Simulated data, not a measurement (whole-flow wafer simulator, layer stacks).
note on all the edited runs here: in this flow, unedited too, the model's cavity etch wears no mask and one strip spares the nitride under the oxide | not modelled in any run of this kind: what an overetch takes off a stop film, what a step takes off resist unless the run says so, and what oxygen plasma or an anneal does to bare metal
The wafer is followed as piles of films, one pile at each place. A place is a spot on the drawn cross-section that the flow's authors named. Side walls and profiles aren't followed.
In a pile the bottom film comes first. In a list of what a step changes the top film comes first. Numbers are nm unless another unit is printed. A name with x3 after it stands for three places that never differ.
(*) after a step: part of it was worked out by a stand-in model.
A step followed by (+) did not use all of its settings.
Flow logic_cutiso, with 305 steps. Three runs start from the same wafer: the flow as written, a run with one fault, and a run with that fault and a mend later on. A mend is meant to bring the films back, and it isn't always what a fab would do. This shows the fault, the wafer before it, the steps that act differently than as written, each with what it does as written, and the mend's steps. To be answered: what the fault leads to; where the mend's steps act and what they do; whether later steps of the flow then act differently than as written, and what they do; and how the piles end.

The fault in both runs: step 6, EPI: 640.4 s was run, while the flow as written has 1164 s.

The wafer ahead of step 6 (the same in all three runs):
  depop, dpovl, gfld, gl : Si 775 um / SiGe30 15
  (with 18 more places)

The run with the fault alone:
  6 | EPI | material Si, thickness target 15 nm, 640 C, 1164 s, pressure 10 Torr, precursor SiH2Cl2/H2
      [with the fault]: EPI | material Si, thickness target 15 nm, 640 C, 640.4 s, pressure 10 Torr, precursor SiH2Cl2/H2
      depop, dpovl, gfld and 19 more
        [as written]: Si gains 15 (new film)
        [with the fault]: Si gains 8.25 (new film)
  Steps later in the flow that act otherwise than as written (2 more steps, not shown, differ only slightly: by at most 2% or 0.5 nm, whichever is larger):
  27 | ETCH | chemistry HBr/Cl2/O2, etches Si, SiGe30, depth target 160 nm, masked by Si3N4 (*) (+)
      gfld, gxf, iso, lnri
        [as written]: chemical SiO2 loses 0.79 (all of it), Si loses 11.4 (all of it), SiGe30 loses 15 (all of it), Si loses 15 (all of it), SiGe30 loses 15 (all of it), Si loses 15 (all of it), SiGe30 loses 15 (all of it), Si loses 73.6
        [with the fault]: chemical SiO2 loses 0.79 (all of it), Si loses 11.4 (all of it), SiGe30 loses 15 (all of it), Si loses 15 (all of it), SiGe30 loses 15 (all of it), Si loses 8.25 (all of it), SiGe30 loses 15 (all of it), Si loses 80.4
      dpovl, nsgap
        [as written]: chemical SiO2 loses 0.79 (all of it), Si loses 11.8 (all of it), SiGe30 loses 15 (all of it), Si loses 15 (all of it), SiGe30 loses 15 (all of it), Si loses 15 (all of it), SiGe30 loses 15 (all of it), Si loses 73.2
        [with the fault]: chemical SiO2 loses 0.79 (all of it), Si loses 11.8 (all of it), SiGe30 loses 15 (all of it), Si loses 15 (all of it), SiGe30 loses 15 (all of it), Si loses 8.25 (all of it), SiGe30 loses 15 (all of it), Si loses 80
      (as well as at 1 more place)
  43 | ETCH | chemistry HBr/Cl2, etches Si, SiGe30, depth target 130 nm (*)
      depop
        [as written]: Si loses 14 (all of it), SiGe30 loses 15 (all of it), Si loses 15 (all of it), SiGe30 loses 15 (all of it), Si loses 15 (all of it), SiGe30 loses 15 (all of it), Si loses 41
        [with the fault]: Si loses 14 (all of it), SiGe30 loses 15 (all of it), Si loses 15 (all of it), SiGe30 loses 15 (all of it), Si loses 8.25 (all of it), SiGe30 loses 15 (all of it), Si loses 47.7
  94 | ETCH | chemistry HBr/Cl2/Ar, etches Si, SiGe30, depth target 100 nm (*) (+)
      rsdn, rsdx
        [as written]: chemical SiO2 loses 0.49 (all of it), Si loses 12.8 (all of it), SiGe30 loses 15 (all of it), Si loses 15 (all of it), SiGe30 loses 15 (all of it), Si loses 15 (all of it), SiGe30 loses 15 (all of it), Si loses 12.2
        [with the fault]: chemical SiO2 loses 0.49 (all of it), Si loses 12.8 (all of it), SiGe30 loses 15 (all of it), Si loses 15 (all of it), SiGe30 loses 15 (all of it), Si loses 8.25 (all of it), SiGe30 loses 15 (all of it), Si loses 18.9
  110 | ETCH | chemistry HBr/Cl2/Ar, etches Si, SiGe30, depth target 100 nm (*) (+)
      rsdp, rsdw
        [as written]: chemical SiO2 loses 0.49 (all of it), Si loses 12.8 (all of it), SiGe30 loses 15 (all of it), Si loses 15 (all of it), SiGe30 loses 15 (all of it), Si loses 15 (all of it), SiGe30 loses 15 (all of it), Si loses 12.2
        [with the fault]: chemical SiO2 loses 0.49 (all of it), Si loses 12.8 (all of it), SiGe30 loses 15 (all of it), Si loses 15 (all of it), SiGe30 loses 15 (all of it), Si loses 8.25 (all of it), SiGe30 loses 15 (all of it), Si loses 18.9
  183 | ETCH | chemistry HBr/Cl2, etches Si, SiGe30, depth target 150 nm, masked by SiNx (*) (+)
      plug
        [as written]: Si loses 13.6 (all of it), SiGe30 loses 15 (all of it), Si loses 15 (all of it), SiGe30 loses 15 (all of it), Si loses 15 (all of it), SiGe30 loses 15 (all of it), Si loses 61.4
        [with the fault]: Si loses 13.6 (all of it), SiGe30 loses 15 (all of it), Si loses 15 (all of it), SiGe30 loses 15 (all of it), Si loses 8.25 (all of it), SiGe30 loses 15 (all of it), Si loses 68.2
  By the end, the piles at gl, glp, gxn and 6 more depart from the flow's by more than 2% or 0.5 nm, whichever is larger.
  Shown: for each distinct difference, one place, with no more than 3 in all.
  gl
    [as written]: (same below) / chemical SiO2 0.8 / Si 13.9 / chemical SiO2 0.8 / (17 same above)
    [with the fault]: (same below) / chemical SiO2 0.8 / Si 7.17 / chemical SiO2 0.8 / (17 same above)
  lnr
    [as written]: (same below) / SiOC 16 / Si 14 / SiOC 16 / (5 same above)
    [with the fault]: (same below) / SiOC 16 / Si 7.22 / SiOC 16 / (5 same above)
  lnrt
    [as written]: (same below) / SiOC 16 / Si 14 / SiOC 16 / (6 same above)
    [with the fault]: (same below) / SiOC 16 / Si 7.22 / SiOC 16 / (6 same above)

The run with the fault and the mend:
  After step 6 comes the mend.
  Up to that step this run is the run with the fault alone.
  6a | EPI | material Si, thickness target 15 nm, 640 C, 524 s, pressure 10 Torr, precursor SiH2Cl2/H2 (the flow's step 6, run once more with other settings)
      depop, dpovl, gfld and 19 more
        Si gains 6.75
  Every later step of the flow that is run acts as written at every place that is followed.
  At every place that both follow, the piles at the end match the flow's.
